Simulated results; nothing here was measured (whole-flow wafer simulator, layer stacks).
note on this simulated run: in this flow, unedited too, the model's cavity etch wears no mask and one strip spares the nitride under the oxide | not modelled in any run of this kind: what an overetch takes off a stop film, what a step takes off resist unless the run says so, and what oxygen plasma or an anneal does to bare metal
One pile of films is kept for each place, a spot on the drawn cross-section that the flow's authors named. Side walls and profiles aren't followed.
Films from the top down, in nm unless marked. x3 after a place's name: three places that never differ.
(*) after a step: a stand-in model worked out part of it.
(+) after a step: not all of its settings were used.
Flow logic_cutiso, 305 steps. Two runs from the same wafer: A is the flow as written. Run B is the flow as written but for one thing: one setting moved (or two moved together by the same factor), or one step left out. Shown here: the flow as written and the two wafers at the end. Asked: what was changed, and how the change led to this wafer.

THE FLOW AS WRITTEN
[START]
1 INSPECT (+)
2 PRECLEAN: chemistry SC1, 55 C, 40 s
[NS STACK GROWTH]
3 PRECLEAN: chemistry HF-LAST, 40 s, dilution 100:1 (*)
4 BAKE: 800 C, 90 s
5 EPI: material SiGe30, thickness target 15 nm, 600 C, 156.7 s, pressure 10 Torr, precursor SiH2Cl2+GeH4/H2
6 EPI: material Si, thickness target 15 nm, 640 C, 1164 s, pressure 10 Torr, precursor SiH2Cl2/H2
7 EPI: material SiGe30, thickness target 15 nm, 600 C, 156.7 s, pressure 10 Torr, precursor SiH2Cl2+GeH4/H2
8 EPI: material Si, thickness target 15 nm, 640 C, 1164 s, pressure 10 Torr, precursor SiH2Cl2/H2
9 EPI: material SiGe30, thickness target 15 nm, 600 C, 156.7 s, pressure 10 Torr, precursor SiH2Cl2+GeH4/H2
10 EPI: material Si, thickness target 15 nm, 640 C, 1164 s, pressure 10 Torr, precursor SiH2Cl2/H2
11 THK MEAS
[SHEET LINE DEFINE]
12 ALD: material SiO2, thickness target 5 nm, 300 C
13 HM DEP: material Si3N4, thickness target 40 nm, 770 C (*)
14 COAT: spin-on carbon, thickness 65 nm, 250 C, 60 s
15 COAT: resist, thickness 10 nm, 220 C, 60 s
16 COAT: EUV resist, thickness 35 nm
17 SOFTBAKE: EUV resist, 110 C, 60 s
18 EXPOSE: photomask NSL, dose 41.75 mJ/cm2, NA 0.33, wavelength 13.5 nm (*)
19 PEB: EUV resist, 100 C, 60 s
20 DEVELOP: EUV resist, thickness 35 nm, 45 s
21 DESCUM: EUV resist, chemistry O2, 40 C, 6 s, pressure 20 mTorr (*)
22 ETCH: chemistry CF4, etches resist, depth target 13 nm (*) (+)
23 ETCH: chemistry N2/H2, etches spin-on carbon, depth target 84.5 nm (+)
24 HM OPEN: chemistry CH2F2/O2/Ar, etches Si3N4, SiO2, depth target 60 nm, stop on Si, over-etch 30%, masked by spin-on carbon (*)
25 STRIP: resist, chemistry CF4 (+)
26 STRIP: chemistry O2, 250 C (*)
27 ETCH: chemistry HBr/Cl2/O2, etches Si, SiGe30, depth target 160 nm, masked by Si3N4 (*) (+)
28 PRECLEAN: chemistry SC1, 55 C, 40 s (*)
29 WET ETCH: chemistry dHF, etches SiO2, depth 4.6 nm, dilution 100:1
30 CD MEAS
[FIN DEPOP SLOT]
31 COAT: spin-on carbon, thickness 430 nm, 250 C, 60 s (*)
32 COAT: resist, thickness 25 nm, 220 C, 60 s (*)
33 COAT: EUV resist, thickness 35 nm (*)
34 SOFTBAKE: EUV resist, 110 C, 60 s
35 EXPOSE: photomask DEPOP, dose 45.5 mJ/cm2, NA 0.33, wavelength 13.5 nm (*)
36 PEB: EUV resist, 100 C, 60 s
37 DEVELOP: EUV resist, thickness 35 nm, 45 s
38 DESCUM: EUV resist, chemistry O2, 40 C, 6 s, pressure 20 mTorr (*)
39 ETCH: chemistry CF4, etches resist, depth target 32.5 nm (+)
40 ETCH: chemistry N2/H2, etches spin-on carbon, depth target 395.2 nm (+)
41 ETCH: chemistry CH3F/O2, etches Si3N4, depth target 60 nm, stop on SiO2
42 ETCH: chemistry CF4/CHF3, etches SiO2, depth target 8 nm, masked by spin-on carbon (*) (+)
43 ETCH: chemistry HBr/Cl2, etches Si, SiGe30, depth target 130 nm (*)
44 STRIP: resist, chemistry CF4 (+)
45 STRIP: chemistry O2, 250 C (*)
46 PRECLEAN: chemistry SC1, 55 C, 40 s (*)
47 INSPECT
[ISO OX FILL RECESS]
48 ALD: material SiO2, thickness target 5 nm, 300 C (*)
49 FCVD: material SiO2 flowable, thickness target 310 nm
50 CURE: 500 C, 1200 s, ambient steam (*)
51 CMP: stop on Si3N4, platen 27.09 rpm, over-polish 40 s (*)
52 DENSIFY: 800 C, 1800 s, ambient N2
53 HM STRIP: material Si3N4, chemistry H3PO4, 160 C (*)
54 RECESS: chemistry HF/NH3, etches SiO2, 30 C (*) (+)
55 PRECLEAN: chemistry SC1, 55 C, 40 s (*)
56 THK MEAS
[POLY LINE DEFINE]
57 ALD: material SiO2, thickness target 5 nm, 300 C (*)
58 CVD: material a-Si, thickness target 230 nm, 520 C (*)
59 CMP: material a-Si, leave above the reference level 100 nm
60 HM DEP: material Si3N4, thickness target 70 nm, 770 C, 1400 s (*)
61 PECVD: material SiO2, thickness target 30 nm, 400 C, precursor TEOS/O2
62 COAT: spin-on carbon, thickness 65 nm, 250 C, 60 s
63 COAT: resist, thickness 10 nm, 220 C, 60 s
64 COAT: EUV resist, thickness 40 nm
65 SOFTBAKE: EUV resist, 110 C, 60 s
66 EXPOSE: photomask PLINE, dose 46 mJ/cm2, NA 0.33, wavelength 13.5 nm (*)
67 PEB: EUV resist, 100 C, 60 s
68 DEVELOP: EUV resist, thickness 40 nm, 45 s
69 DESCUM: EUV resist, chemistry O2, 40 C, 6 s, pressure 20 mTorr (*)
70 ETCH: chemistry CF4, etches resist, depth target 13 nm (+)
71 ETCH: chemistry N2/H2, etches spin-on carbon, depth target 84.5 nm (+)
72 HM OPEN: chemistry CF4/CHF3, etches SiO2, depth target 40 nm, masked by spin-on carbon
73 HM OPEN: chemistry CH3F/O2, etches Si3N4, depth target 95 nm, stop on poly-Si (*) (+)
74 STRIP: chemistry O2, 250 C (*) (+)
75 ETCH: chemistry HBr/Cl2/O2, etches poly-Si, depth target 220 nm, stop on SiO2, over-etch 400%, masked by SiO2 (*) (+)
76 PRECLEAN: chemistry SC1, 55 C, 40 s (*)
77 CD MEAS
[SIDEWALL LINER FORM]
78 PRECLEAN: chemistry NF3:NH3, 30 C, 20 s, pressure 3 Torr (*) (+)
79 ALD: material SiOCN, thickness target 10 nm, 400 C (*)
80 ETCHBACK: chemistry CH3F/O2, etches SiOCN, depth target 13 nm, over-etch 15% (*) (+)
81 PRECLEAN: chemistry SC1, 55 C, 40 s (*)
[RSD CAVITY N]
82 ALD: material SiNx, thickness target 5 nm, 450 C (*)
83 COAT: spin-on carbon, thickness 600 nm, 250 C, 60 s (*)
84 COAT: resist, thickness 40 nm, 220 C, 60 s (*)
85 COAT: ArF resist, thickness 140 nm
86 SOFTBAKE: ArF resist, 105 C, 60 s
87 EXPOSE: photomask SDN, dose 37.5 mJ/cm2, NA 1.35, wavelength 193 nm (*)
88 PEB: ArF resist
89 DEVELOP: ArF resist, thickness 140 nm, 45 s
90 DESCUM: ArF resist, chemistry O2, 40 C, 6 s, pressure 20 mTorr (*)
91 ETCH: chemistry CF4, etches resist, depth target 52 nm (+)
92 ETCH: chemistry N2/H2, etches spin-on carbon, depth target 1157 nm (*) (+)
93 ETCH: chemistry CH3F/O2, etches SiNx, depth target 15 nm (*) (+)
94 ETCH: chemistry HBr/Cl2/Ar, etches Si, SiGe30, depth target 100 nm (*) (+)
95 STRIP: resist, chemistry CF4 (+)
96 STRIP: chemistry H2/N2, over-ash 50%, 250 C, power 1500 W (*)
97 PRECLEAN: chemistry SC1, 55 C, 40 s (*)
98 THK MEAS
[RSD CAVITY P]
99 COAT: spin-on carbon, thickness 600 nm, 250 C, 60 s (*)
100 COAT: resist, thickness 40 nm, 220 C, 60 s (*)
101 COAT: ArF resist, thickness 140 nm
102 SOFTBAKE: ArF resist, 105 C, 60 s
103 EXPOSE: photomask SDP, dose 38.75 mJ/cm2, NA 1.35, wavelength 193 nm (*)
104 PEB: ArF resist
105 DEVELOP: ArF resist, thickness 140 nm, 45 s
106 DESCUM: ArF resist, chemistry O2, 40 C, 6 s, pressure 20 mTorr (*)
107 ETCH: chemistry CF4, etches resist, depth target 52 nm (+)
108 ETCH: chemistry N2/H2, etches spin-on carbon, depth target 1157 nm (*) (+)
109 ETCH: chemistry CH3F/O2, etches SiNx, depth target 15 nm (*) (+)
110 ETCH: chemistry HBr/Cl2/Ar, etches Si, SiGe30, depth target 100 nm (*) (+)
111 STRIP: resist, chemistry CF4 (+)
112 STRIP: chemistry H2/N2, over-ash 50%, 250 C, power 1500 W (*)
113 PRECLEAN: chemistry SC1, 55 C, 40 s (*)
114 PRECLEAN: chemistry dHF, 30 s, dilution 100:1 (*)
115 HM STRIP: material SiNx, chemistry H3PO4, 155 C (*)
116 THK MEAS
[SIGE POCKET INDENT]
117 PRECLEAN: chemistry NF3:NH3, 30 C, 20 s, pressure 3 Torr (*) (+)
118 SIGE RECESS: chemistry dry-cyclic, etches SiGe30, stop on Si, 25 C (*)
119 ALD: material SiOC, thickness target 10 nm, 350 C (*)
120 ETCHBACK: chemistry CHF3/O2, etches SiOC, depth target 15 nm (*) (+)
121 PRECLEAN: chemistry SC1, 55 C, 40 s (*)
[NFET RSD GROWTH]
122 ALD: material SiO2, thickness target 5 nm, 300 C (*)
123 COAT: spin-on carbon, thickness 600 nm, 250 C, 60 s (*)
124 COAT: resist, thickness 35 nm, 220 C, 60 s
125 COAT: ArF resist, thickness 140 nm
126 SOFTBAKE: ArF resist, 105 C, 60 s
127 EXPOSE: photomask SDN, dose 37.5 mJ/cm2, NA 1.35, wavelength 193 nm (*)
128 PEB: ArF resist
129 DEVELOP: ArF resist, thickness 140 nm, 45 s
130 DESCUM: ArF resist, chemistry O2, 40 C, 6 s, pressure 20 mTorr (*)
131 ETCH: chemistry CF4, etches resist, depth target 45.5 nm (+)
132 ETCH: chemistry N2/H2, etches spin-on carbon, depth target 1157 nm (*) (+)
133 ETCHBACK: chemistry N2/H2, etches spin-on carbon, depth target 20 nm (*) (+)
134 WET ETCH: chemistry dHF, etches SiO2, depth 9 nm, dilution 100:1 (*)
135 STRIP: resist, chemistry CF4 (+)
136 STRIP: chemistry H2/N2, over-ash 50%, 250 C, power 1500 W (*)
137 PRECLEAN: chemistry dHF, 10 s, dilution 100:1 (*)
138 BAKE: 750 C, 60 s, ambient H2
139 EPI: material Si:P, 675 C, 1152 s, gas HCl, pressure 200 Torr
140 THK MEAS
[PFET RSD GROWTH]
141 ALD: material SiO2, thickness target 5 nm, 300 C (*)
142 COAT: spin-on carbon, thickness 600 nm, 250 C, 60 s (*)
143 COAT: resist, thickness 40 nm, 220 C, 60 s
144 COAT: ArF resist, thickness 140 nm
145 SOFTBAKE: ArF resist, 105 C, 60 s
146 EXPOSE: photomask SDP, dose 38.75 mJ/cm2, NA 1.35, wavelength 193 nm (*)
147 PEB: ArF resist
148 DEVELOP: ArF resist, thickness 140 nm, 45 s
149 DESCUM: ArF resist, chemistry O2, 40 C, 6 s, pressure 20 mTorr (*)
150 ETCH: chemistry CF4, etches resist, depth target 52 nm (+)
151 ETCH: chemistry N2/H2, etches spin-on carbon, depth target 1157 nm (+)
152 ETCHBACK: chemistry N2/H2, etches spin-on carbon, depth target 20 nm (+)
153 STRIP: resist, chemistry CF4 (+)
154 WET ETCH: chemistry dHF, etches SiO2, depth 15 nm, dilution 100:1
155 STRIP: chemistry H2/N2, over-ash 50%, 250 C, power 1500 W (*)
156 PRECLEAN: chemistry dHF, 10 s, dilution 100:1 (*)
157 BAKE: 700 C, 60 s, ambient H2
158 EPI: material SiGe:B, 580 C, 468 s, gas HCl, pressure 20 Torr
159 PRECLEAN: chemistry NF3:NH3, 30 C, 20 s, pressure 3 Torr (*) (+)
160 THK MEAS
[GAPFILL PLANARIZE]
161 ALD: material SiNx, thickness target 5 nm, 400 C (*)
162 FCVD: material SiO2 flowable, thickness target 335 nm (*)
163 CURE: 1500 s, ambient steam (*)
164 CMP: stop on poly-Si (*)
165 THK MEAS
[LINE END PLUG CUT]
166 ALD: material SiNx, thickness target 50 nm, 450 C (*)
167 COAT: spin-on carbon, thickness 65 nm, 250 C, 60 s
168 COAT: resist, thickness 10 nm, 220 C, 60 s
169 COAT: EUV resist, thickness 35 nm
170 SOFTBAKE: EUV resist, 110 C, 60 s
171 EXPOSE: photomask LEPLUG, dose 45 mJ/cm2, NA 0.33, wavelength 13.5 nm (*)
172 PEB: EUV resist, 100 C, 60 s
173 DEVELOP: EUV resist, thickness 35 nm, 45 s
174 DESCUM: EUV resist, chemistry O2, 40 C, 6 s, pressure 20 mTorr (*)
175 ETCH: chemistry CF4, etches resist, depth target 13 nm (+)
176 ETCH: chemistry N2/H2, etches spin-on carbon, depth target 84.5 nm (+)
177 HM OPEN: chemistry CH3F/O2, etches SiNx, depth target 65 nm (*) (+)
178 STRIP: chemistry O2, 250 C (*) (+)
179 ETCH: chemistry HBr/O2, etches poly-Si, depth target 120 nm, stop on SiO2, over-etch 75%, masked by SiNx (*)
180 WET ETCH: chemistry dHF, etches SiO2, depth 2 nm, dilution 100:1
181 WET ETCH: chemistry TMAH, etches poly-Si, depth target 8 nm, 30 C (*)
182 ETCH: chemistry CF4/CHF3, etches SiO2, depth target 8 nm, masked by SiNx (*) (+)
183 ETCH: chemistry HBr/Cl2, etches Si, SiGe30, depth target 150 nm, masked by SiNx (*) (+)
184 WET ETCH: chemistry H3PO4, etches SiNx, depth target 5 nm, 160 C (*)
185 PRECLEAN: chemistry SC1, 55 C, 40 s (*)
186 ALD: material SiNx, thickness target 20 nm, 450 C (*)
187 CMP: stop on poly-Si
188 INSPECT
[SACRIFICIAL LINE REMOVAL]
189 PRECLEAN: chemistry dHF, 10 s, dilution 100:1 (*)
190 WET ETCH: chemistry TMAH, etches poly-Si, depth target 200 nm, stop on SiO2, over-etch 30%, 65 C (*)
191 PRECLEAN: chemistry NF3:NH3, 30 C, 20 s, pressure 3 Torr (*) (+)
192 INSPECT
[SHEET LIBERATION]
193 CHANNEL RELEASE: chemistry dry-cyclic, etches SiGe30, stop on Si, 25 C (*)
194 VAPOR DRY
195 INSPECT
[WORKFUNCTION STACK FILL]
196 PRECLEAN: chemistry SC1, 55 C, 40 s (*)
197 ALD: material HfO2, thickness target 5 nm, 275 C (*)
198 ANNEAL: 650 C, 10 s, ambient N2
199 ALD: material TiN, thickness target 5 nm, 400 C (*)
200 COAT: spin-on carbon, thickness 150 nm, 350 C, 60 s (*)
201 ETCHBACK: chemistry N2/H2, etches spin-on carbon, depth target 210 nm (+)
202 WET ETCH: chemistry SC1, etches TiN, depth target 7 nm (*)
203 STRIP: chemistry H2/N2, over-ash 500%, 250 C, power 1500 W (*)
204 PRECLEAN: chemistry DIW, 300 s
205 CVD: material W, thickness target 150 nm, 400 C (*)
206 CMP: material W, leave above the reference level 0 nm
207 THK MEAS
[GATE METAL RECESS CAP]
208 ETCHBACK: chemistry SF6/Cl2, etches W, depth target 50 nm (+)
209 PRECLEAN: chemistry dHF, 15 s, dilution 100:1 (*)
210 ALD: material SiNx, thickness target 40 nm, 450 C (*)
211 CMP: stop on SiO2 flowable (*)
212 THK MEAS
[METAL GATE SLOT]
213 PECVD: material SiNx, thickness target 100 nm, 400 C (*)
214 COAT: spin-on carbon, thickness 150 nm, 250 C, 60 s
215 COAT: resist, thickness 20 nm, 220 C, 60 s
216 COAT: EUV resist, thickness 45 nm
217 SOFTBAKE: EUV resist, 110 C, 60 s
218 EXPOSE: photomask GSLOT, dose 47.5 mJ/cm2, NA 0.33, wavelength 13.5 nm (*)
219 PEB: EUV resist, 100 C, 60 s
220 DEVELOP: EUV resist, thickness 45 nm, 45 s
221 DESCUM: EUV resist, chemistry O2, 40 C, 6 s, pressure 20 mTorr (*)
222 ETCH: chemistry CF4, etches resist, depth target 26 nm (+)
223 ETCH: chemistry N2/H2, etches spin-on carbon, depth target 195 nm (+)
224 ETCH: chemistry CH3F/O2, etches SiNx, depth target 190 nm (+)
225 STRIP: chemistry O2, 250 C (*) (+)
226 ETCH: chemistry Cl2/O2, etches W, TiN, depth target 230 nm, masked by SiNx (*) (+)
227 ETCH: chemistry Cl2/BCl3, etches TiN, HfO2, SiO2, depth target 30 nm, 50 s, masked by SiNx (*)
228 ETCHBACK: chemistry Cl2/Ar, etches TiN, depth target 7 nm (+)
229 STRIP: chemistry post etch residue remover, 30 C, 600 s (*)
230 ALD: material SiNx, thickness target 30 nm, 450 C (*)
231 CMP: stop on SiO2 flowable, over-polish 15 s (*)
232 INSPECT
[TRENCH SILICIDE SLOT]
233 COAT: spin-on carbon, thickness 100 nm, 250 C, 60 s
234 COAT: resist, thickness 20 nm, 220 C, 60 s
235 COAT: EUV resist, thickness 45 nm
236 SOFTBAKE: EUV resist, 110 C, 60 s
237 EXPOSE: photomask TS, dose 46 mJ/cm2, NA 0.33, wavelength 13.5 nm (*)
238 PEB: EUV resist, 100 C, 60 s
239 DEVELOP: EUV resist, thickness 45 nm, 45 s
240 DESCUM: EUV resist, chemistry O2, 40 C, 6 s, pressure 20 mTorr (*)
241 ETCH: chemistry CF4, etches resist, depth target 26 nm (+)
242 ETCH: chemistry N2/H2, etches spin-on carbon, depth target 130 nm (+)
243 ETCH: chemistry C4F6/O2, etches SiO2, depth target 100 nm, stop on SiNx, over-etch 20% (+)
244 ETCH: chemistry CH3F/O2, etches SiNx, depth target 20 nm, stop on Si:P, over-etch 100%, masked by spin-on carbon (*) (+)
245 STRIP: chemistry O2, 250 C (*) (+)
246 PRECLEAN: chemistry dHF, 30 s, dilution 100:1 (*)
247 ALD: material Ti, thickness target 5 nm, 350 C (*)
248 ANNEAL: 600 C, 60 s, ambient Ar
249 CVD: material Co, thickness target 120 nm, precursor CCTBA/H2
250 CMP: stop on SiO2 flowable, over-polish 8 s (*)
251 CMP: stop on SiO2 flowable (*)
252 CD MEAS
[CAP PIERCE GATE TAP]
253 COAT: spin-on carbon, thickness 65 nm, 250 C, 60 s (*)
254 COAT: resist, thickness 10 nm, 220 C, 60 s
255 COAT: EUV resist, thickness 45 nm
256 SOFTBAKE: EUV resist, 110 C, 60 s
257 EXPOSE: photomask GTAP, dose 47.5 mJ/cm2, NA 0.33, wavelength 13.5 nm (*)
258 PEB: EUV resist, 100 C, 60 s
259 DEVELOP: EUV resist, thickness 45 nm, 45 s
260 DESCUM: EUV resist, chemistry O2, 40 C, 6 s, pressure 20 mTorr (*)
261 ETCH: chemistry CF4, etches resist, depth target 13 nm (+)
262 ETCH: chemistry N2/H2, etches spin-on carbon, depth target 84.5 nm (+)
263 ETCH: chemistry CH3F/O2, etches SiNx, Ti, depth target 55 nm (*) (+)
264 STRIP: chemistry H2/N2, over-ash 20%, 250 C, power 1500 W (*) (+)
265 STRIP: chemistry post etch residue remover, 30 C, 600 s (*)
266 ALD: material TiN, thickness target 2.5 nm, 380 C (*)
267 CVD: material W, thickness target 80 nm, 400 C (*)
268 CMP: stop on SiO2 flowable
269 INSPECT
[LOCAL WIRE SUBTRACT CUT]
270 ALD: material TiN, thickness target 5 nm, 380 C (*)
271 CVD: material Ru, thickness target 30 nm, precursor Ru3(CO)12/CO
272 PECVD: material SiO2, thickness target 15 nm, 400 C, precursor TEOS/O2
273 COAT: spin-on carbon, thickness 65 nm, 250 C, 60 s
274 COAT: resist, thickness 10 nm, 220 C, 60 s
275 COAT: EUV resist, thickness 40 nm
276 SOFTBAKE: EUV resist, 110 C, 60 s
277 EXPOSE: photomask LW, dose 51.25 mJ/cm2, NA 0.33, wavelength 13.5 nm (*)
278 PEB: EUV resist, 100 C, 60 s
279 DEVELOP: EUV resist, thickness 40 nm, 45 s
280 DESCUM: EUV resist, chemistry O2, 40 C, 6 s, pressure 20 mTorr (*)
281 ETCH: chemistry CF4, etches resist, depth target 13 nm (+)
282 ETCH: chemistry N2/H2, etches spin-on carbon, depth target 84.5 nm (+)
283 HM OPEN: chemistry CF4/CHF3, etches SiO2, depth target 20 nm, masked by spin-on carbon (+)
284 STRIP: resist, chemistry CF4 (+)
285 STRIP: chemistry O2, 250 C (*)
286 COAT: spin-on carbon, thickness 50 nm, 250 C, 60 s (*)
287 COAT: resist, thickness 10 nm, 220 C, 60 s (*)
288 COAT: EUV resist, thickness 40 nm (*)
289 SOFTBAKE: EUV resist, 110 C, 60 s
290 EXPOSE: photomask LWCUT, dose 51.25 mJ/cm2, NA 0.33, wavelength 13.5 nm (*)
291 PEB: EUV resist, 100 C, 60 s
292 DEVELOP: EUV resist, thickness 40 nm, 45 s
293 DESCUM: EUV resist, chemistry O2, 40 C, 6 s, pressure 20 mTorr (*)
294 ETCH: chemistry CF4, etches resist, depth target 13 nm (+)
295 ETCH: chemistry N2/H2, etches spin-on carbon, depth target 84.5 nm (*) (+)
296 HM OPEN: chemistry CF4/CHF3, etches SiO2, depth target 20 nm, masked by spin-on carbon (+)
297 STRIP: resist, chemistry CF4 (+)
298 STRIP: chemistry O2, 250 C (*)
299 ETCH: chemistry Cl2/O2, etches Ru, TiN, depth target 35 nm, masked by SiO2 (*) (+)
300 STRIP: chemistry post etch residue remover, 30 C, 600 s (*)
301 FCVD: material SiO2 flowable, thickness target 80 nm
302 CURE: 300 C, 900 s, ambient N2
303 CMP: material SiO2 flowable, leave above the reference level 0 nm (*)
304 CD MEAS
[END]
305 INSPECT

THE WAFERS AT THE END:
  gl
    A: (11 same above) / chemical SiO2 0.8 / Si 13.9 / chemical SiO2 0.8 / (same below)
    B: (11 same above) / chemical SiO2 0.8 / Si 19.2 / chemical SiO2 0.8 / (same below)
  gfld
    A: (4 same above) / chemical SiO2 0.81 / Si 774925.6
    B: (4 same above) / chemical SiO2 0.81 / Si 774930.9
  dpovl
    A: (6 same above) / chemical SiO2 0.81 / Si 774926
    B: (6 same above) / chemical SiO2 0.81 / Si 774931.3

The cause: step 8, EPI: thickness target 20.2 nm was run, where the flow has thickness target 15 nm; step 8, EPI: 1572 s was run, where the flow has 1164 s.

How the change led to this, step by step:
  8 EPI: material Si, thickness target 15 nm, 640 C, 1164 s, pressure 10 Torr, precursor SiH2Cl2/H2
      depop, dpovl, gfld and 19 more: A Si +15 (new film) | B Si +20.3 (new film)
  27 ETCH: chemistry HBr/Cl2/O2, etches Si, SiGe30, depth target 160 nm, masked by Si3N4 (*) (+)
      gfld, gxf, iso, lnri: A chemical SiO2 -0.79 (all of it), Si -11.4 (all of it), SiGe30 -15 (all of it), Si -15 (all of it), SiGe30 -15 (all of it), Si -15 (all of it), SiGe30 -15 (all of it), Si -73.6 | B chemical SiO2 -0.79 (all of it), Si -11.4 (all of it), SiGe30 -15 (all of it), Si -20.3 (all of it), SiGe30 -15 (all of it), Si -15 (all of it), SiGe30 -15 (all of it), Si -68.4
      dpovl, nsgap: A chemical SiO2 -0.79 (all of it), Si -11.8 (all of it), SiGe30 -15 (all of it), Si -15 (all of it), SiGe30 -15 (all of it), Si -15 (all of it), SiGe30 -15 (all of it), Si -73.2 | B chemical SiO2 -0.79 (all of it), Si -11.8 (all of it), SiGe30 -15 (all of it), Si -20.3 (all of it), SiGe30 -15 (all of it), Si -15 (all of it), SiGe30 -15 (all of it), Si -68
      (and at 1 more place)
  43 ETCH: chemistry HBr/Cl2, etches Si, SiGe30, depth target 130 nm (*)
      depop: A Si -14 (all of it), SiGe30 -15 (all of it), Si -15 (all of it), SiGe30 -15 (all of it), Si -15 (all of it), SiGe30 -15 (all of it), Si -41 | B Si -14 (all of it), SiGe30 -15 (all of it), Si -20.3 (all of it), SiGe30 -15 (all of it), Si -15 (all of it), SiGe30 -15 (all of it), Si -35.7
  94 ETCH: chemistry HBr/Cl2/Ar, etches Si, SiGe30, depth target 100 nm (*) (+)
      rsdn, rsdx: A chemical SiO2 -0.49 (all of it), Si -12.8 (all of it), SiGe30 -15 (all of it), Si -15 (all of it), SiGe30 -15 (all of it), Si -15 (all of it), SiGe30 -15 (all of it), Si -12.2 | B chemical SiO2 -0.49 (all of it), Si -12.8 (all of it), SiGe30 -15 (all of it), Si -20.3 (all of it), SiGe30 -15 (all of it), Si -15 (all of it), SiGe30 -15 (all of it), Si -6.91
  110 ETCH: chemistry HBr/Cl2/Ar, etches Si, SiGe30, depth target 100 nm (*) (+)
      rsdp, rsdw: A chemical SiO2 -0.49 (all of it), Si -12.8 (all of it), SiGe30 -15 (all of it), Si -15 (all of it), SiGe30 -15 (all of it), Si -15 (all of it), SiGe30 -15 (all of it), Si -12.2 | B chemical SiO2 -0.49 (all of it), Si -12.8 (all of it), SiGe30 -15 (all of it), Si -20.3 (all of it), SiGe30 -15 (all of it), Si -15 (all of it), SiGe30 -15 (all of it), Si -6.91
  183 ETCH: chemistry HBr/Cl2, etches Si, SiGe30, depth target 150 nm, masked by SiNx (*) (+)
      plug: A Si -13.6 (all of it), SiGe30 -15 (all of it), Si -15 (all of it), SiGe30 -15 (all of it), Si -15 (all of it), SiGe30 -15 (all of it), Si -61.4 | B Si -13.6 (all of it), SiGe30 -15 (all of it), Si -20.3 (all of it), SiGe30 -15 (all of it), Si -15 (all of it), SiGe30 -15 (all of it), Si -56.2
